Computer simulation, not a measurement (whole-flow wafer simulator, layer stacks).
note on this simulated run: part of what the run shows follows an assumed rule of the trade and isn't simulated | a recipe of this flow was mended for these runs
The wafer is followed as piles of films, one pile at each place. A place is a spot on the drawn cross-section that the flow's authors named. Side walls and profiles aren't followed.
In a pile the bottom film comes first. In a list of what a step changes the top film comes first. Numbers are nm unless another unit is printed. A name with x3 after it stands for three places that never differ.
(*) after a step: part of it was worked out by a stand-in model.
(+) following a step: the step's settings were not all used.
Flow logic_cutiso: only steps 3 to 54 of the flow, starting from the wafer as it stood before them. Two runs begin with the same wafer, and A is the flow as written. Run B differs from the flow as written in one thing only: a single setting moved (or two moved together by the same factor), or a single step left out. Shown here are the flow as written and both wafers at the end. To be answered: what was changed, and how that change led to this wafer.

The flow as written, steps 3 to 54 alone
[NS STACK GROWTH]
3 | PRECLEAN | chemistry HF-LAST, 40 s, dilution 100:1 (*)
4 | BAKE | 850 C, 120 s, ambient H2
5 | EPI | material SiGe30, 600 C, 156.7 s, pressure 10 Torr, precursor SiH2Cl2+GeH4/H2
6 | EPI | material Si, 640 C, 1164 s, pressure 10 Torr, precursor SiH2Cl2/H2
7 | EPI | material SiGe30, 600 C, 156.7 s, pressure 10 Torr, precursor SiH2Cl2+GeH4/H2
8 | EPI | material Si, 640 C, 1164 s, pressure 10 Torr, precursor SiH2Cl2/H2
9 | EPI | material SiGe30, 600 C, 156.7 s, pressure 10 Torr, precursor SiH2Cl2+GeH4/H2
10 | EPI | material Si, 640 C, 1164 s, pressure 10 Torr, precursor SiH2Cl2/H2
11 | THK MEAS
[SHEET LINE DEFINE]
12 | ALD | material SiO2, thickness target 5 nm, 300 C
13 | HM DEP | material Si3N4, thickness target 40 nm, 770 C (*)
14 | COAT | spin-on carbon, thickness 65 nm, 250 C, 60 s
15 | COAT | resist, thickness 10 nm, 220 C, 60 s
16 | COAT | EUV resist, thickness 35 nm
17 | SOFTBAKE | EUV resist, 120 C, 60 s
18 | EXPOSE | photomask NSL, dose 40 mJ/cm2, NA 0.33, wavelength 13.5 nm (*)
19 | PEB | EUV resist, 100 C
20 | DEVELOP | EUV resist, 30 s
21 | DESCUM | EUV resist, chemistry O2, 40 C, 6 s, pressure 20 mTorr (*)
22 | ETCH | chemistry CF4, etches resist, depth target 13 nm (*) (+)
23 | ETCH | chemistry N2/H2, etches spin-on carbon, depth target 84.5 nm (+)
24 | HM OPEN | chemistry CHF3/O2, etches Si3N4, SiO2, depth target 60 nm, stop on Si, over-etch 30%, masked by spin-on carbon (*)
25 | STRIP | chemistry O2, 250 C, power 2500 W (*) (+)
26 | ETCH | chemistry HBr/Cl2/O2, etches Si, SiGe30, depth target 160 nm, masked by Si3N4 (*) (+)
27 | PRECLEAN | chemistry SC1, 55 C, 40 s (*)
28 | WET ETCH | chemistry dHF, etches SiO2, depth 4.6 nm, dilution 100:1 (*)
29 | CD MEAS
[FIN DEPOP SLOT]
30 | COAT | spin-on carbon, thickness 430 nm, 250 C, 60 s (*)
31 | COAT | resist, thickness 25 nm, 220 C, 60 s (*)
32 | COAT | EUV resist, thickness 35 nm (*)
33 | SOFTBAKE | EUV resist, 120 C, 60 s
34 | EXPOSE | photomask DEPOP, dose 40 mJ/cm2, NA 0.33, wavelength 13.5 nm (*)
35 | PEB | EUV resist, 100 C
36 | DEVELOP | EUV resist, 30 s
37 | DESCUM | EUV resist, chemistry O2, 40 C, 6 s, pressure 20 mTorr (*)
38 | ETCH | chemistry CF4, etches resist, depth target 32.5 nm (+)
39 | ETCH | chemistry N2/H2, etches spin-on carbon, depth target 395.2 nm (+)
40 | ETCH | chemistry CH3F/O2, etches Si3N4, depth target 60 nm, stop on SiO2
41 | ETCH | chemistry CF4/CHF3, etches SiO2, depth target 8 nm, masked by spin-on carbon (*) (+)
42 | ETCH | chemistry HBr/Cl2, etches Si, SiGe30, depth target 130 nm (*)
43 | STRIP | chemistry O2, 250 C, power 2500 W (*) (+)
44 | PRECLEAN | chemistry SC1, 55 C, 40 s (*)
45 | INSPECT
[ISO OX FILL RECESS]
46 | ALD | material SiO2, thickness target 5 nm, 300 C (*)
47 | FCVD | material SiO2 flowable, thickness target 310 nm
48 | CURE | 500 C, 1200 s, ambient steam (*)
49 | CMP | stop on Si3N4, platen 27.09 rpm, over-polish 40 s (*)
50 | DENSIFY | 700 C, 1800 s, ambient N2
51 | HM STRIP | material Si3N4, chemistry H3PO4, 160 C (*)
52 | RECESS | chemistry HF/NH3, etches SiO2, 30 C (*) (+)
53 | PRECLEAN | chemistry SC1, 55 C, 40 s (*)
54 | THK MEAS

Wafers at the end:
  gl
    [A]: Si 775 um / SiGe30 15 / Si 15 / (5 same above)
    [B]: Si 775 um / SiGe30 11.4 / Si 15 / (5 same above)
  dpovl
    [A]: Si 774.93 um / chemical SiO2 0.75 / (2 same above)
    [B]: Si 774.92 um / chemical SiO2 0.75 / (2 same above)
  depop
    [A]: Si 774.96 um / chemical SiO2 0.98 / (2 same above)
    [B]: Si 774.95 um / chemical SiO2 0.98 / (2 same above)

Cause: step 5, EPI: 119.1 s was run, while the flow as written has 156.7 s.

Step by step, how the change led to this:
  5 | EPI | material SiGe30, 600 C, 156.7 s, pressure 10 Torr, precursor SiH2Cl2+GeH4/H2
      depop, dpovl, gfld and 19 more: A SiGe30 gains 15 (new film) | B SiGe30 gains 11.4 (new film)
  26 | ETCH | chemistry HBr/Cl2/O2, etches Si, SiGe30, depth target 160 nm, masked by Si3N4 (*) (+)
      dpovl, gfld, gxf, iso, isow, lnri, nsgap: A chemical SiO2 loses 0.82 (all of it), Si loses 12 (all of it), SiGe30 loses 15 (all of it), Si loses 15 (all of it), SiGe30 loses 15 (all of it), Si loses 15 (all of it), SiGe30 loses 15 (all of it), Si loses 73 | B chemical SiO2 loses 0.82 (all of it), Si loses 12 (all of it), SiGe30 loses 15 (all of it), Si loses 15 (all of it), SiGe30 loses 15 (all of it), Si loses 15 (all of it), SiGe30 loses 11.4 (all of it), Si loses 76.6
  42 | ETCH | chemistry HBr/Cl2, etches Si, SiGe30, depth target 130 nm (*)
      depop: A Si loses 13.8 (all of it), SiGe30 loses 15 (all of it), Si loses 15 (all of it), SiGe30 loses 15 (all of it), Si loses 15 (all of it), SiGe30 loses 15 (all of it), Si loses 41.2 | B Si loses 13.8 (all of it), SiGe30 loses 15 (all of it), Si loses 15 (all of it), SiGe30 loses 15 (all of it), Si loses 15 (all of it), SiGe30 loses 11.4 (all of it), Si loses 44.8
